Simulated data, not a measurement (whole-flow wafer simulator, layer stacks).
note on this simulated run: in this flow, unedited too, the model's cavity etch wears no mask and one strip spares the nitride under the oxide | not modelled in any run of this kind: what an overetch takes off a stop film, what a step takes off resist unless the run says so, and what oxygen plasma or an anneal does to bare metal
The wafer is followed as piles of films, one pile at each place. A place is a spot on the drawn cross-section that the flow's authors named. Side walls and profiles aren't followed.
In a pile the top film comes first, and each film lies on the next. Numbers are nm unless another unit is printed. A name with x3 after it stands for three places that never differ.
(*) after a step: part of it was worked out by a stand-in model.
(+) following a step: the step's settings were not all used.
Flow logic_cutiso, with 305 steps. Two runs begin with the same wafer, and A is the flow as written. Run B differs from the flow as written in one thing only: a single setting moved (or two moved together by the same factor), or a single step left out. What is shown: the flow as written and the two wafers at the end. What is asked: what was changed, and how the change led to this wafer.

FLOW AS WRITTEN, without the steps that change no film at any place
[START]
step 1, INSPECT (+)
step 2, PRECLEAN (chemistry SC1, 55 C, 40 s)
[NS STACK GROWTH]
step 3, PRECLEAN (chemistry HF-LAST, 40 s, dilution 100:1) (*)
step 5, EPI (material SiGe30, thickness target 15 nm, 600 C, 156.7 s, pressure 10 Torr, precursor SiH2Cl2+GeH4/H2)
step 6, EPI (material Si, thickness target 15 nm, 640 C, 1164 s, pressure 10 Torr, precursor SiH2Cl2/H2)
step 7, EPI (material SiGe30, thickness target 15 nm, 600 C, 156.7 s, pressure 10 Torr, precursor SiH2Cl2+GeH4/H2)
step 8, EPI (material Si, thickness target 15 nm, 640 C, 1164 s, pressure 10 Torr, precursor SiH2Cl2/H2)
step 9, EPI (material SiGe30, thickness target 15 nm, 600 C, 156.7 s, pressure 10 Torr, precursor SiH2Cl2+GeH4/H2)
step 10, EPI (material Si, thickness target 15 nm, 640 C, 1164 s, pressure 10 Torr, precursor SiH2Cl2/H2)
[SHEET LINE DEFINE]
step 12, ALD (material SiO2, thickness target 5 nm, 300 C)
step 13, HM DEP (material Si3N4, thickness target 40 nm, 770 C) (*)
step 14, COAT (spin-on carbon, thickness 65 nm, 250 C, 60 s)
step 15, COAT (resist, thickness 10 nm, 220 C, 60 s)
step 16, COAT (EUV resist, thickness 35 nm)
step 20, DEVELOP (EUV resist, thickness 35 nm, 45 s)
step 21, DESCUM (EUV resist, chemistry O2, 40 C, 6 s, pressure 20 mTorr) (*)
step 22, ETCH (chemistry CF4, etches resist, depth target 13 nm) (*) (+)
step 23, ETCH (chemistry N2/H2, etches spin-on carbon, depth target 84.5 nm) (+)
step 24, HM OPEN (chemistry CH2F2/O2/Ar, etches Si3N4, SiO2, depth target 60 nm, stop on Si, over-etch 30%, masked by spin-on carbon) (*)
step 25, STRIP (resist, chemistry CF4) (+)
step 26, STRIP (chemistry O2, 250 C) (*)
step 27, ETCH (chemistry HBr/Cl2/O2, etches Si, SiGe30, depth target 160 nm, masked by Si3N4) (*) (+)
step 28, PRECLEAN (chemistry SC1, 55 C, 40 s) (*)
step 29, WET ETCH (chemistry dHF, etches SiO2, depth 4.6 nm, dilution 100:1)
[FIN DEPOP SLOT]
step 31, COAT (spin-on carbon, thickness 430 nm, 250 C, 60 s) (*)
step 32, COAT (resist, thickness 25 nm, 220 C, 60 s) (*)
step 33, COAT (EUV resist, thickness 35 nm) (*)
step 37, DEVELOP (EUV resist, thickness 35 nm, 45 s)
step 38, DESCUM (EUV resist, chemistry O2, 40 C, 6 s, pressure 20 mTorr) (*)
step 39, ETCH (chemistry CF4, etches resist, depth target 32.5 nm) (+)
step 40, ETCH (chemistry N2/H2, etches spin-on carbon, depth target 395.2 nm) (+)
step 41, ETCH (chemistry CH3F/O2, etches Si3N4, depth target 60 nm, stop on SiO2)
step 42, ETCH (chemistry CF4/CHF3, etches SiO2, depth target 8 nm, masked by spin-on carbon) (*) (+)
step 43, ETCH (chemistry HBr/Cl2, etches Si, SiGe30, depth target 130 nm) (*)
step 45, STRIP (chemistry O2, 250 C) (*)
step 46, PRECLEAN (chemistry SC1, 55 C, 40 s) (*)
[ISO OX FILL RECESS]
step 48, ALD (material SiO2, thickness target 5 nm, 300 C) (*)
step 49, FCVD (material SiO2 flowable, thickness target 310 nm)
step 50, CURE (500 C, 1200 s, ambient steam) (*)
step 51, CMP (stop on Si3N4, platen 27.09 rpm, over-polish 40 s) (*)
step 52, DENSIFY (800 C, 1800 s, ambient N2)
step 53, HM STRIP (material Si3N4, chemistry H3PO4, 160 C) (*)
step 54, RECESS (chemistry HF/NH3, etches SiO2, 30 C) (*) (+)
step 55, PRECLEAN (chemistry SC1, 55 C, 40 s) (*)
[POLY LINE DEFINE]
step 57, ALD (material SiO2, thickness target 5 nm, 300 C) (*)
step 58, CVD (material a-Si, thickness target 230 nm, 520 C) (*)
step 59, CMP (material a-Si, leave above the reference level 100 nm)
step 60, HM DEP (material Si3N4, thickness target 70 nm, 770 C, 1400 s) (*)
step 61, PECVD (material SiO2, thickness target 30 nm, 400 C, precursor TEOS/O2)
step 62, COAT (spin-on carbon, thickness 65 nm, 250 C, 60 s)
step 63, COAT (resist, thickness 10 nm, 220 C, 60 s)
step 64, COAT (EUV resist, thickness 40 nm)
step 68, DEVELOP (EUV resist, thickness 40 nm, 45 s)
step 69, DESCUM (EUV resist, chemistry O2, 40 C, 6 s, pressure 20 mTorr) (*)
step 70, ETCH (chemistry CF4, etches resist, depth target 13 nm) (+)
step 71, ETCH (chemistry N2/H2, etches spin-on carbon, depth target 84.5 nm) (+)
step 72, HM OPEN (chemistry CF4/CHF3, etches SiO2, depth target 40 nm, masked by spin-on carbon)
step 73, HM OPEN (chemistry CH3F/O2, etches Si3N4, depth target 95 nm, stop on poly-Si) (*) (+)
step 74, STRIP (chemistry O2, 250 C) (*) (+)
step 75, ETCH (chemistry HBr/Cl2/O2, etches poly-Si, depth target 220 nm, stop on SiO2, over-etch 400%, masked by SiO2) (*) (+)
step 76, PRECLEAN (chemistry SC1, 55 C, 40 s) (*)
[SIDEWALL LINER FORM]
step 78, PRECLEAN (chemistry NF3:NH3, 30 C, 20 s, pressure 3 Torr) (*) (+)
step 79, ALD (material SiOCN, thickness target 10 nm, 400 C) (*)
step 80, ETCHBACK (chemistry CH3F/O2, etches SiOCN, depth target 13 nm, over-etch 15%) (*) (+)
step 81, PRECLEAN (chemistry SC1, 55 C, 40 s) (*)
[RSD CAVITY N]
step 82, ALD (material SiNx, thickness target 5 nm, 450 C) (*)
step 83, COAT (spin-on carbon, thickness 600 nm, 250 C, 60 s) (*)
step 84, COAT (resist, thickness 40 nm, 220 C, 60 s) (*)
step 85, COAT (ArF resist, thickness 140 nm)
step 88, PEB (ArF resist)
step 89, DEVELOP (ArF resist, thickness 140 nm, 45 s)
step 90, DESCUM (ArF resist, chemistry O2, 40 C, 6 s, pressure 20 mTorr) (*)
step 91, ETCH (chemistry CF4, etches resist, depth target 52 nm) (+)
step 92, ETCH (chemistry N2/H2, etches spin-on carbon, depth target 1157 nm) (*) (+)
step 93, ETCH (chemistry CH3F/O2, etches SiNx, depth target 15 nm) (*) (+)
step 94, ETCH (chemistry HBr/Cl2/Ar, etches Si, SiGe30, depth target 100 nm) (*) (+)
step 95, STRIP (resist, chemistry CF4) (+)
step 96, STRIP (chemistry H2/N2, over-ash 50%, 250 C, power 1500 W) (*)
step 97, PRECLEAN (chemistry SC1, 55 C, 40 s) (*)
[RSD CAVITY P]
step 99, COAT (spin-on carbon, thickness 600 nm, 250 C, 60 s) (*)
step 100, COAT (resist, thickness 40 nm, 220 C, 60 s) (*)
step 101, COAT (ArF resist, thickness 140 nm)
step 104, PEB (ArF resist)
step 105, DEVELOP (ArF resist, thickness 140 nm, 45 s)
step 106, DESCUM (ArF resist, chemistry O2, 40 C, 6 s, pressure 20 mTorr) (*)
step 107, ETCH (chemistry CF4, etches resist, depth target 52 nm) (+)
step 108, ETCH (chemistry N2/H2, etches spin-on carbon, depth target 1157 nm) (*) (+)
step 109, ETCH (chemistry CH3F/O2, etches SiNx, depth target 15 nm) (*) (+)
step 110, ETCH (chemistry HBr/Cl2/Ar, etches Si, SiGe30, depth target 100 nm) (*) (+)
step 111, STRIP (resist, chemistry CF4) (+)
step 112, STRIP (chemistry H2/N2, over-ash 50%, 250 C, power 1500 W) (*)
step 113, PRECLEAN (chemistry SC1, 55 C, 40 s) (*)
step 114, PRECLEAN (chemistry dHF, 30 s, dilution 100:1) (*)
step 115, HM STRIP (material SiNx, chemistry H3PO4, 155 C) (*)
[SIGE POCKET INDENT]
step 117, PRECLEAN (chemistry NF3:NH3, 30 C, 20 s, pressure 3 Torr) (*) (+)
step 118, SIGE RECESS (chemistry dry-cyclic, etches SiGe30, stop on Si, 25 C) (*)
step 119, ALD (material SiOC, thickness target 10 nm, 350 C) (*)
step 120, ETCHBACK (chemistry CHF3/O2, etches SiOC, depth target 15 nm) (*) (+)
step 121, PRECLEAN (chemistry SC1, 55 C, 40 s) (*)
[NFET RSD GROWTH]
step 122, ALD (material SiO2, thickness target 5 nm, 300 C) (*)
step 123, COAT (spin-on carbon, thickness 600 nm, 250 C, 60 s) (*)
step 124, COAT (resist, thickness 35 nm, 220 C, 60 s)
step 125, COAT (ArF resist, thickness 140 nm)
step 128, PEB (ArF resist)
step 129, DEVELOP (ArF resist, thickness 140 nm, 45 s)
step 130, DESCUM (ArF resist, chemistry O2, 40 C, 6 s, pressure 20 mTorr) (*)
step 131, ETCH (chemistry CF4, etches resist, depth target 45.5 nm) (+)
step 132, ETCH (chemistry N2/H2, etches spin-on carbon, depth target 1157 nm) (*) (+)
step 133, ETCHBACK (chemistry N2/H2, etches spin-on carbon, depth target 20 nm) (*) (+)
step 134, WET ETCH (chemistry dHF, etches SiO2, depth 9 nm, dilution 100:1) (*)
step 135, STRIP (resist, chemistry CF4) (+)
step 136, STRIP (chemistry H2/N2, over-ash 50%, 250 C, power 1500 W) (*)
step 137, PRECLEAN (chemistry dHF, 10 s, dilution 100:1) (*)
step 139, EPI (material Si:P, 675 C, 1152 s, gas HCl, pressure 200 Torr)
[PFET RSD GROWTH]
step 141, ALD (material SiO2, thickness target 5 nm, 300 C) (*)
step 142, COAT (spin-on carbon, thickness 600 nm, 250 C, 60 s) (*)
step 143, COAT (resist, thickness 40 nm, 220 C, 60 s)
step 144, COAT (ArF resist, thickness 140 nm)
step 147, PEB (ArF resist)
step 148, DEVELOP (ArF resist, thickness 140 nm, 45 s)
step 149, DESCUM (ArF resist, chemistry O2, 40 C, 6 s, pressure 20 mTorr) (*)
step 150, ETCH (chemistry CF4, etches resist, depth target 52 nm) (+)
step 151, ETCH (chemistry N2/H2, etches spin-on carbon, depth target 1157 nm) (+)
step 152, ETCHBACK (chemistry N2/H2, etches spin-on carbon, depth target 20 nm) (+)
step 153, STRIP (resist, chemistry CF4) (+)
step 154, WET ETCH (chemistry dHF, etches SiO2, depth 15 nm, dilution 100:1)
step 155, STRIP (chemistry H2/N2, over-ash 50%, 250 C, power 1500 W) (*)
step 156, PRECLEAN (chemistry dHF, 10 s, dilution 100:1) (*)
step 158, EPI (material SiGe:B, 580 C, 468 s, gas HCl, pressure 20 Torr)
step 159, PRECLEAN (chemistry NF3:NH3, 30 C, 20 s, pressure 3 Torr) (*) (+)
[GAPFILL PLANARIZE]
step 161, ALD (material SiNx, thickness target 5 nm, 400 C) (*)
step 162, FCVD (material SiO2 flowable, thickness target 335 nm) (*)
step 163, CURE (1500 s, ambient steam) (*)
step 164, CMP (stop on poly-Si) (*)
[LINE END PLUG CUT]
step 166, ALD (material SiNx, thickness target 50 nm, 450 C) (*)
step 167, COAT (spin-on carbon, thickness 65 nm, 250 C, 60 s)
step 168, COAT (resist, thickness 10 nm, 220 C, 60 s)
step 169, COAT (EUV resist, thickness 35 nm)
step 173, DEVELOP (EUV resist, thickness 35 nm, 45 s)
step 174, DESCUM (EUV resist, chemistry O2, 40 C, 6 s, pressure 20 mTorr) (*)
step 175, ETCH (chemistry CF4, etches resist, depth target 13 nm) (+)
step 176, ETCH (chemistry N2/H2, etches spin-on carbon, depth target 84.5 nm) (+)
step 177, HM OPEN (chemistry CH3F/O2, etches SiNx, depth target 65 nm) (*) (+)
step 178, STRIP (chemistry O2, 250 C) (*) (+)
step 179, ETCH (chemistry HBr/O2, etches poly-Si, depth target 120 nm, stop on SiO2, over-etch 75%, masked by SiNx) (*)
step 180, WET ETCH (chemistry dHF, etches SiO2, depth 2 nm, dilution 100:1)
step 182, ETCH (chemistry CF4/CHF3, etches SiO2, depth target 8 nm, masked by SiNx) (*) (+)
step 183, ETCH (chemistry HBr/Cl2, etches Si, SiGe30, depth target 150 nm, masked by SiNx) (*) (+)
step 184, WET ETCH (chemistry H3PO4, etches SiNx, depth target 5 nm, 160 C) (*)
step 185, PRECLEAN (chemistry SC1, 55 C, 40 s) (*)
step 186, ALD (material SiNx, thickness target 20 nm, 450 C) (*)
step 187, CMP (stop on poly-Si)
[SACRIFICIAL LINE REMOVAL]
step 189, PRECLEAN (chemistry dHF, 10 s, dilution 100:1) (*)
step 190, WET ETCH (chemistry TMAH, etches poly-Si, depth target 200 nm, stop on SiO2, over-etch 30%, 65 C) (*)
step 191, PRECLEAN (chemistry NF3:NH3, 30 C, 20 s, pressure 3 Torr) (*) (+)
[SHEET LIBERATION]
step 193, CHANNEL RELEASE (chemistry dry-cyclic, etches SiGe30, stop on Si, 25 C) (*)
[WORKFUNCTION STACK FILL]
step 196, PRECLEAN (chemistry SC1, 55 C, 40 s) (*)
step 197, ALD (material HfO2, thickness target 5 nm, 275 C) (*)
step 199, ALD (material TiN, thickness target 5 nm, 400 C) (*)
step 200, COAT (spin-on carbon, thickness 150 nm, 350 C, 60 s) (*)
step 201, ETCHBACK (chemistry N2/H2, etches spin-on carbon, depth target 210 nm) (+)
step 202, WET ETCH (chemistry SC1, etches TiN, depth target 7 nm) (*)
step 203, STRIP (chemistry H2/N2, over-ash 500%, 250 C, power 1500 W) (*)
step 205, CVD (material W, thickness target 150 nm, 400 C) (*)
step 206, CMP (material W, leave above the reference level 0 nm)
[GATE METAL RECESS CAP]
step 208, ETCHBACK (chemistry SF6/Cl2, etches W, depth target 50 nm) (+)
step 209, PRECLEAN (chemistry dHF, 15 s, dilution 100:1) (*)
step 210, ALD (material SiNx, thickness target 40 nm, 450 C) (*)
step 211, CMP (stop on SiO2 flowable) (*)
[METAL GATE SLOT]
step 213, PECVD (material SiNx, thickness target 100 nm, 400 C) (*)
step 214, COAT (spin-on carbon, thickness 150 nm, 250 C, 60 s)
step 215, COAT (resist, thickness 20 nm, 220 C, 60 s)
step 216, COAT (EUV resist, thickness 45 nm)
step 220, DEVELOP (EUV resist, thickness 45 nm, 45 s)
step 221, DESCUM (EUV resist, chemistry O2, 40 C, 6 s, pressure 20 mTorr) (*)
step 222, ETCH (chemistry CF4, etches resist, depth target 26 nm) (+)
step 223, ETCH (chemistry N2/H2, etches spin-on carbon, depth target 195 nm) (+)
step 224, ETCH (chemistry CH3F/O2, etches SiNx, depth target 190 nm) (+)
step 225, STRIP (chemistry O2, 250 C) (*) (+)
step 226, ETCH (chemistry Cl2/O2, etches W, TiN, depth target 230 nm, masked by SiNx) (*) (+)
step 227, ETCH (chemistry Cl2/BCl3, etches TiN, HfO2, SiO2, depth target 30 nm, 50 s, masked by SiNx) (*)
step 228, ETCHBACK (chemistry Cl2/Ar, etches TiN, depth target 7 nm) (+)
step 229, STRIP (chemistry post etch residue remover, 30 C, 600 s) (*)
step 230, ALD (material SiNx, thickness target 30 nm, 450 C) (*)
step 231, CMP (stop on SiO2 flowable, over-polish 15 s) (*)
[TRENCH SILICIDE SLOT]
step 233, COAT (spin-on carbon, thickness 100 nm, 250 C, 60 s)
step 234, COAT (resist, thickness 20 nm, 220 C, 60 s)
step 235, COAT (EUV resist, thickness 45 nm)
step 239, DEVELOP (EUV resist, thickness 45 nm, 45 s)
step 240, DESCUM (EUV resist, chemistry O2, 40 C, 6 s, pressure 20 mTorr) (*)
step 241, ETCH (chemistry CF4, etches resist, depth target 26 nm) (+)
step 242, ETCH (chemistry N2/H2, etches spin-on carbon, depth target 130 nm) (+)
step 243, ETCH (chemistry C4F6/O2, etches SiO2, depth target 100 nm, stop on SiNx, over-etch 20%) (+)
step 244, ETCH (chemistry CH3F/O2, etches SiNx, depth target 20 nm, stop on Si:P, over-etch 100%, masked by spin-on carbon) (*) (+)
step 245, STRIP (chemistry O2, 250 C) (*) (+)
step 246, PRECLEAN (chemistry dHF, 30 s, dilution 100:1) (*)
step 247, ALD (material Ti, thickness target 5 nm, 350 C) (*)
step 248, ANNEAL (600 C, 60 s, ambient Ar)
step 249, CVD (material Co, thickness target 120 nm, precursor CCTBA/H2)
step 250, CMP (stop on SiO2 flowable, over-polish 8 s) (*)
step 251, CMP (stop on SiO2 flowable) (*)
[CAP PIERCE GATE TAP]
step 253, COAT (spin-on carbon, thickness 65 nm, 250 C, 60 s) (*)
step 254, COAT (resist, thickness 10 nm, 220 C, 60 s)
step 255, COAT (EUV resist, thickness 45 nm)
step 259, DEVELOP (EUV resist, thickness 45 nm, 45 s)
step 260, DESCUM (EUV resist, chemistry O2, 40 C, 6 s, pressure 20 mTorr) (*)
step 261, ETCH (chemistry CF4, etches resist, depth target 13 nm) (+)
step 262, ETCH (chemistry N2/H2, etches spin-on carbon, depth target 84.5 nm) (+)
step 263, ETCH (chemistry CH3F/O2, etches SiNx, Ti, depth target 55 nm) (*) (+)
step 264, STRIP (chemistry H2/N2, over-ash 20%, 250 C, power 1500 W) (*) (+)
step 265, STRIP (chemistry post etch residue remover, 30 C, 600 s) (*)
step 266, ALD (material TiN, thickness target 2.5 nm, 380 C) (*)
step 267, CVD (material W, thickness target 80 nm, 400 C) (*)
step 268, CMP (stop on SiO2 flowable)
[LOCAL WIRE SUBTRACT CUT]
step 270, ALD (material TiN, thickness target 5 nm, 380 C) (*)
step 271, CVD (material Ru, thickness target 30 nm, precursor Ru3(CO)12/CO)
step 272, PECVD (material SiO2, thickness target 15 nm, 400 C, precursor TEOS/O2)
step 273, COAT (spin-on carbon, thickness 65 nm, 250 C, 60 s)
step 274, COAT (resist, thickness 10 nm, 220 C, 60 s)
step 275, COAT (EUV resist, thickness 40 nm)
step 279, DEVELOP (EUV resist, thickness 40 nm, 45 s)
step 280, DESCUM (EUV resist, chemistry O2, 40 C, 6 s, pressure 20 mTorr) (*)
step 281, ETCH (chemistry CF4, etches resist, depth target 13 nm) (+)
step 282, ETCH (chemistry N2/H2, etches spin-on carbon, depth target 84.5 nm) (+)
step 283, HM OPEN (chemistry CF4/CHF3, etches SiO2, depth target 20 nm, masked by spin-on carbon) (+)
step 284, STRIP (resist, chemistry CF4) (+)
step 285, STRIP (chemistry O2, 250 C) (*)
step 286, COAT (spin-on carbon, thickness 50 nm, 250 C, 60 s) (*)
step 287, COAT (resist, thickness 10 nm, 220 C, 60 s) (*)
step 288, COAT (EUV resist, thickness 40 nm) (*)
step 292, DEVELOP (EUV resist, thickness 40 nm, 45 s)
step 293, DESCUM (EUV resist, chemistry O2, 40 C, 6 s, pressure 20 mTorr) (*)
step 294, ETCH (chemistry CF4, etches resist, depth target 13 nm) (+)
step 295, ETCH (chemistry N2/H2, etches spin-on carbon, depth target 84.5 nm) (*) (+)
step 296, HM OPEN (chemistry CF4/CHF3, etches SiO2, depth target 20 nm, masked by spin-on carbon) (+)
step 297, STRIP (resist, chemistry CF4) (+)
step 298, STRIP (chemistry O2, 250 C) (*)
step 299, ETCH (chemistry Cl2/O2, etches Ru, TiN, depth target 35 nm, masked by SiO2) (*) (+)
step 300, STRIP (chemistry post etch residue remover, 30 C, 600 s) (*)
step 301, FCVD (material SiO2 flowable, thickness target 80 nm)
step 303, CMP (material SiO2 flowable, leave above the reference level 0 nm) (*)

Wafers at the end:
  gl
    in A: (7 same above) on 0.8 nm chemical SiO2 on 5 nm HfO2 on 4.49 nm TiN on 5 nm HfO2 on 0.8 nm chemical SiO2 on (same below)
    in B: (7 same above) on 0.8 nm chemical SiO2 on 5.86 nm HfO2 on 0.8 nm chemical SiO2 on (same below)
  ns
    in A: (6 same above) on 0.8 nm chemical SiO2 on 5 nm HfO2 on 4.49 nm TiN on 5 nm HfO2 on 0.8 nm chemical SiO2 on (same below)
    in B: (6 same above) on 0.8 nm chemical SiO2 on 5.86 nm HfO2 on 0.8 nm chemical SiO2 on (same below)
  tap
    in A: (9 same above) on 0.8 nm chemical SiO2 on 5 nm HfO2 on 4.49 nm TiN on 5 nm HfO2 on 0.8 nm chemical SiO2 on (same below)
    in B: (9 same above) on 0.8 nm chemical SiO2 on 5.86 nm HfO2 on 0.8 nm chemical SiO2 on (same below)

Cause: step 9, EPI: 66.6 s was run, while the flow as written has 156.7 s.

Step by step, how the change led to this:
  step 9, EPI (material SiGe30, thickness target 15 nm, 600 C, 156.7 s, pressure 10 Torr, precursor SiH2Cl2+GeH4/H2)
      depop, dpovl, gfld and 19 more: A +15 SiGe30 (new film) | B +6.38 SiGe30 (new film)
  step 27, ETCH (chemistry HBr/Cl2/O2, etches Si, SiGe30, depth target 160 nm, masked by Si3N4) (*) (+)
      gfld, gxf, iso, lnri: A -0.79 chemical SiO2 (all of it), -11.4 Si (all of it), -15 SiGe30 (all of it), -15 Si (all of it), -15 SiGe30 (all of it), -15 Si (all of it), -15 SiGe30 (all of it), -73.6 Si | B -0.79 chemical SiO2 (all of it), -11.4 Si (all of it), -6.38 SiGe30 (all of it), -15 Si (all of it), -15 SiGe30 (all of it), -15 Si (all of it), -15 SiGe30 (all of it), -82.3 Si
      dpovl, nsgap: A -0.79 chemical SiO2 (all of it), -11.8 Si (all of it), -15 SiGe30 (all of it), -15 Si (all of it), -15 SiGe30 (all of it), -15 Si (all of it), -15 SiGe30 (all of it), -73.2 Si | B -0.79 chemical SiO2 (all of it), -11.8 Si (all of it), -6.38 SiGe30 (all of it), -15 Si (all of it), -15 SiGe30 (all of it), -15 Si (all of it), -15 SiGe30 (all of it), -81.9 Si
      (and at 1 other place as well)
  step 43, ETCH (chemistry HBr/Cl2, etches Si, SiGe30, depth target 130 nm) (*)
      depop: A -14 Si (all of it), -15 SiGe30 (all of it), -15 Si (all of it), -15 SiGe30 (all of it), -15 Si (all of it), -15 SiGe30 (all of it), -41 Si | B -14 Si (all of it), -6.38 SiGe30 (all of it), -15 Si (all of it), -15 SiGe30 (all of it), -15 Si (all of it), -15 SiGe30 (all of it), -49.6 Si
  step 94, ETCH (chemistry HBr/Cl2/Ar, etches Si, SiGe30, depth target 100 nm) (*) (+)
      rsdn, rsdx: A -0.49 chemical SiO2 (all of it), -12.8 Si (all of it), -15 SiGe30 (all of it), -15 Si (all of it), -15 SiGe30 (all of it), -15 Si (all of it), -15 SiGe30 (all of it), -12.2 Si | B -0.49 chemical SiO2 (all of it), -12.8 Si (all of it), -6.38 SiGe30 (all of it), -15 Si (all of it), -15 SiGe30 (all of it), -15 Si (all of it), -15 SiGe30 (all of it), -20.8 Si
  step 110, ETCH (chemistry HBr/Cl2/Ar, etches Si, SiGe30, depth target 100 nm) (*) (+)
      rsdp, rsdw: A -0.49 chemical SiO2 (all of it), -12.8 Si (all of it), -15 SiGe30 (all of it), -15 Si (all of it), -15 SiGe30 (all of it), -15 Si (all of it), -15 SiGe30 (all of it), -12.2 Si | B -0.49 chemical SiO2 (all of it), -12.8 Si (all of it), -6.38 SiGe30 (all of it), -15 Si (all of it), -15 SiGe30 (all of it), -15 Si (all of it), -15 SiGe30 (all of it), -20.8 Si
  step 118, SIGE RECESS (chemistry dry-cyclic, etches SiGe30, stop on Si, 25 C) (*)
      lnr, lnrp, lnrt: A -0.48 SiOCN, -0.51 Si, +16 cavity (new film), -15 SiGe30 (all of it), -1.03 Si, +16 cavity (new film), -15 SiGe30 (all of it), -1.03 Si, +16 cavity (new film), -15 SiGe30 (all of it), -0.51 Si | B -0.48 SiOCN, -0.51 Si, +7.4 cavity (new film), -6.38 SiGe30 (all of it), -1.03 Si, +16 cavity (new film), -15 SiGe30 (all of it), -1.03 Si, +16 cavity (new film), -15 SiGe30 (all of it), -0.51 Si
  step 119, ALD (material SiOC, thickness target 10 nm, 350 C) (*)
      lnr, lnrp, lnrt: A +10 SiOC (new film), +16 SiOC (new film), -16 cavity (all of it), +16 SiOC (new film), -16 cavity (all of it), +16 SiOC (new film), -16 cavity (all of it) | B +10 SiOC (new film), +7.4 SiOC (new film), -7.4 cavity (all of it), +16 SiOC (new film), -16 cavity (all of it), +16 SiOC (new film), -16 cavity (all of it)
  step 183, ETCH (chemistry HBr/Cl2, etches Si, SiGe30, depth target 150 nm, masked by SiNx) (*) (+)
      plug: A -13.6 Si (all of it), -15 SiGe30 (all of it), -15 Si (all of it), -15 SiGe30 (all of it), -15 Si (all of it), -15 SiGe30 (all of it), -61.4 Si | B -13.6 Si (all of it), -6.38 SiGe30 (all of it), -15 Si (all of it), -15 SiGe30 (all of it), -15 Si (all of it), -15 SiGe30 (all of it), -70.1 Si
  step 193, CHANNEL RELEASE (chemistry dry-cyclic, etches SiGe30, stop on Si, 25 C) (*)
      gl, glp, gxn, gxp, ns, tap: A +0.8 chemical SiO2 (new film), -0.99 Si, +0.8 chemical SiO2 (new film), +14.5 cavity (new film), +0.8 chemical SiO2 (new film), -15 SiGe30 (all of it), -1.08 Si, +0.8 chemical SiO2 (new film), +14.5 cavity (new film), +0.8 chemical SiO2 (new film), -15 SiGe30 (all of it), -1.08 Si, +0.8 chemical SiO2 (new film), +14.5 cavity (new film), +0.8 chemical SiO2 (new film), -15 SiGe30 (all of it), -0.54 Si | B +0.8 chemical SiO2 (new film), -0.99 Si, +0.8 chemical SiO2 (new film), +5.86 cavity (new film), +0.8 chemical SiO2 (new film), -6.38 SiGe30 (all of it), -1.08 Si, +0.8 chemical SiO2 (new film), +14.5 cavity (new film), +0.8 chemical SiO2 (new film), -15 SiGe30 (all of it), -1.08 Si, +0.8 chemical SiO2 (new film), +14.5 cavity (new film), +0.8 chemical SiO2 (new film), -15 SiGe30 (all of it), -0.54 Si
  step 197, ALD (material HfO2, thickness target 5 nm, 275 C) (*)
      gl, glp, gxn, gxp, ns, tap: A +5 HfO2 (new film), +5 HfO2 (new film), -10 cavity, +5 HfO2 (new film), +5 HfO2 (new film), -10 cavity, +5 HfO2 (new film), +5 HfO2 (new film), -10 cavity, +5 HfO2 (new film) | B +5 HfO2 (new film), +5.86 HfO2 (new film), -5.86 cavity (all of it), +5 HfO2 (new film), -10 cavity, +5 HfO2 (new film), +5 HfO2 (new film), -10 cavity, +5 HfO2 (new film)
  step 199, ALD (material TiN, thickness target 5 nm, 400 C) (*)
      gl, glp, tap: A +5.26 TiN (new film), +4.49 TiN (new film), -4.49 cavity (all of it), +4.49 TiN (new film), -4.49 cavity (all of it), +4.49 TiN (new film), -4.49 cavity (all of it) | B +5.26 TiN (new film), +4.49 TiN (new film), -4.49 cavity (all of it), +4.49 TiN (new film), -4.49 cavity (all of it)
      gxn, gxp, ns: A +5 TiN (new film), +4.49 TiN (new film), -4.49 cavity (all of it), +4.49 TiN (new film), -4.49 cavity (all of it), +4.49 TiN (new film), -4.49 cavity (all of it) | B +5 TiN (new film), +4.49 TiN (new film), -4.49 cavity (all of it), +4.49 TiN (new film), -4.49 cavity (all of it)
If metal films that touch count as one body, gl has 3 bodies (between them, from the top down: HfO2 5 / chemical SiO2 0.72 / Si 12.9 / chemical SiO2 0.8 / HfO2 5.86 / chemical SiO2 0.8 / Si 13.9 / chemical SiO2 0.8 / HfO2 5; HfO2 5 / chemical SiO2 0.8 / Si 13.9 / chemical SiO2 0.8 / HfO2 5); the flow as written gives 4 bodies (between them, from the top down: HfO2 5 / chemical SiO2 0.72 / Si 12.9 / chemical SiO2 0.8 / HfO2 5; HfO2 5 / chemical SiO2 0.8 / Si 13.9 / chemical SiO2 0.8 / HfO2 5; HfO2 5 / chemical SiO2 0.8 / Si 13.9 / chemical SiO2 0.8 / HfO2 5).
If metal films that touch count as one body, ns has 3 bodies (between them, from the top down: HfO2 5 / chemical SiO2 0.72 / Si 12.9 / chemical SiO2 0.8 / HfO2 5.86 / chemical SiO2 0.8 / Si 13.9 / chemical SiO2 0.8 / HfO2 5; HfO2 5 / chemical SiO2 0.8 / Si 13.9 / chemical SiO2 0.8 / HfO2 5); the flow as written gives 4 bodies (between them, from the top down: HfO2 5 / chemical SiO2 0.72 / Si 12.9 / chemical SiO2 0.8 / HfO2 5; HfO2 5 / chemical SiO2 0.8 / Si 13.9 / chemical SiO2 0.8 / HfO2 5; HfO2 5 / chemical SiO2 0.8 / Si 13.9 / chemical SiO2 0.8 / HfO2 5).
If metal films that touch count as one body, tap has 3 bodies (between them, from the top down: HfO2 5 / chemical SiO2 0.72 / Si 12.9 / chemical SiO2 0.8 / HfO2 5.86 / chemical SiO2 0.8 / Si 13.9 / chemical SiO2 0.8 / HfO2 5; HfO2 5 / chemical SiO2 0.8 / Si 13.9 / chemical SiO2 0.8 / HfO2 5); the flow as written gives 4 bodies (between them, from the top down: HfO2 5 / chemical SiO2 0.72 / Si 12.9 / chemical SiO2 0.8 / HfO2 5; HfO2 5 / chemical SiO2 0.8 / Si 13.9 / chemical SiO2 0.8 / HfO2 5; HfO2 5 / chemical SiO2 0.8 / Si 13.9 / chemical SiO2 0.8 / HfO2 5).
